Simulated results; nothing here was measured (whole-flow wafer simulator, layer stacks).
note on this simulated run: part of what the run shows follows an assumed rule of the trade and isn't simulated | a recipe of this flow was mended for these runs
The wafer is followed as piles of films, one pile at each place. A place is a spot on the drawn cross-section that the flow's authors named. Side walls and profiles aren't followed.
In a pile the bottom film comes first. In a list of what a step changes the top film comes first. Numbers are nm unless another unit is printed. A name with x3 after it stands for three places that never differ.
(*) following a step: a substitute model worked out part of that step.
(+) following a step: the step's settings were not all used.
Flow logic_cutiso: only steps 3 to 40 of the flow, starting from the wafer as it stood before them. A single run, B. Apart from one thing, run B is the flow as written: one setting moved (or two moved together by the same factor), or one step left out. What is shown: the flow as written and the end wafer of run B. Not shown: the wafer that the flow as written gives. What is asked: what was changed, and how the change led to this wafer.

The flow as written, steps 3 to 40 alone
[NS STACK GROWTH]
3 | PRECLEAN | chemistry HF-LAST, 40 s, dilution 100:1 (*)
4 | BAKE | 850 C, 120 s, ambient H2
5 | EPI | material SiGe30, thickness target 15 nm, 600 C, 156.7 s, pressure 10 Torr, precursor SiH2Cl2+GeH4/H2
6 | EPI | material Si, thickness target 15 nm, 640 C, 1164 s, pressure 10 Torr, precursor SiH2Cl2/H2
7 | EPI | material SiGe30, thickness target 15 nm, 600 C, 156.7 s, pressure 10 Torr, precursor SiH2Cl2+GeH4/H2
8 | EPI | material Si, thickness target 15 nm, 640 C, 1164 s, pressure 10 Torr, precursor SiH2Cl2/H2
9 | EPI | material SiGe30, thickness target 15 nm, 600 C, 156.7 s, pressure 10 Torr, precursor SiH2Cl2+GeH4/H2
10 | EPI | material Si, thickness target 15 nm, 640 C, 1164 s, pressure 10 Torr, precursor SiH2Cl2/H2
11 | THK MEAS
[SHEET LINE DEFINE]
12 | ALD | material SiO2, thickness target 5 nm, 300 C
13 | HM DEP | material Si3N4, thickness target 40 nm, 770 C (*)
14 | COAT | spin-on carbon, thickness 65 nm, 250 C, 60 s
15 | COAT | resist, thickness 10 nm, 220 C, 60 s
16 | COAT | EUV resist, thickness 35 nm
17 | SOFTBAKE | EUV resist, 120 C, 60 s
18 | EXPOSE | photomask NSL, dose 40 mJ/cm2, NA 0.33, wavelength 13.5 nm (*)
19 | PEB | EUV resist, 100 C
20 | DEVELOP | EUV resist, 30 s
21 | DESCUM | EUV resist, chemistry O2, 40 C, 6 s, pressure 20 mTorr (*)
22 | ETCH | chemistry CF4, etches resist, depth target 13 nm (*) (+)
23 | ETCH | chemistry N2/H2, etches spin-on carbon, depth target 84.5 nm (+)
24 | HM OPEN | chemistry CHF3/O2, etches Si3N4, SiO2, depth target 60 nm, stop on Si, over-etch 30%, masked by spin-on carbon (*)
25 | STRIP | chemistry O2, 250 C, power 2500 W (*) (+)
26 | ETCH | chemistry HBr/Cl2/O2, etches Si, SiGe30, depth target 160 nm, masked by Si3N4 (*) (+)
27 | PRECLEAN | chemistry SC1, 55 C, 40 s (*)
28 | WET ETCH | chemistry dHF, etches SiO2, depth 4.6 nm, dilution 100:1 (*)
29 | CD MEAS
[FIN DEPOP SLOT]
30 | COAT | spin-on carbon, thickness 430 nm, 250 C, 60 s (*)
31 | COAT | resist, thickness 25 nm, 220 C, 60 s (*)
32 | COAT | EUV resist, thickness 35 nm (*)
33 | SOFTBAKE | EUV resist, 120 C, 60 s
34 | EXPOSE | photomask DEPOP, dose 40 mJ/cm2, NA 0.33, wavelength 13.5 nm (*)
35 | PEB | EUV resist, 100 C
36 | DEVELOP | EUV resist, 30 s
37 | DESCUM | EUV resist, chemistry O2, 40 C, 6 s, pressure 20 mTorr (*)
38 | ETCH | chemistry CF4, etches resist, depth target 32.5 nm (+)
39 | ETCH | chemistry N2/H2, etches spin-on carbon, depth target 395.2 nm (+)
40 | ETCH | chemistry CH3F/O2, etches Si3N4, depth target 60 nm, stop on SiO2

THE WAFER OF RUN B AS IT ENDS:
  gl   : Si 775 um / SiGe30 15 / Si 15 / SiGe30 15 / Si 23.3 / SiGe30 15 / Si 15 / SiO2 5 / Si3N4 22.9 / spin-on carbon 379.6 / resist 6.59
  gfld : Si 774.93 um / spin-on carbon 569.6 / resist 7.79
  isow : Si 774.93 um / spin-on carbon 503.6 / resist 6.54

What caused this: step 8, EPI: thickness target 23.2 nm was run, though the flow has thickness target 15 nm; step 8, EPI: 1805 s was run, where the flow has 1164 s.

The path from the change to this, step by step:
  8 | EPI | material Si, thickness target 15 nm, 640 C, 1164 s, pressure 10 Torr, precursor SiH2Cl2/H2
      depop, dpovl, gfld and 19 more: Si gains 23.3 (new film) (in the flow as written it would be: Si gains 15 (new film))
  26 | ETCH | chemistry HBr/Cl2/O2, etches Si, SiGe30, depth target 160 nm, masked by Si3N4 (*) (+)
      dpovl, gfld, gxf, iso, isow, lnri, nsgap: chemical SiO2 loses 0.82 (all of it), Si loses 12 (all of it), SiGe30 loses 15 (all of it), Si loses 23.3 (all of it), SiGe30 loses 15 (all of it), Si loses 15 (all of it), SiGe30 loses 15 (all of it), Si loses 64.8 (in the flow as written it would be: chemical SiO2 loses 0.82 (all of it), Si loses 12 (all of it), SiGe30 loses 15 (all of it), Si loses 15 (all of it), SiGe30 loses 15 (all of it), Si loses 15 (all of it), SiGe30 loses 15 (all of it), Si loses 73)
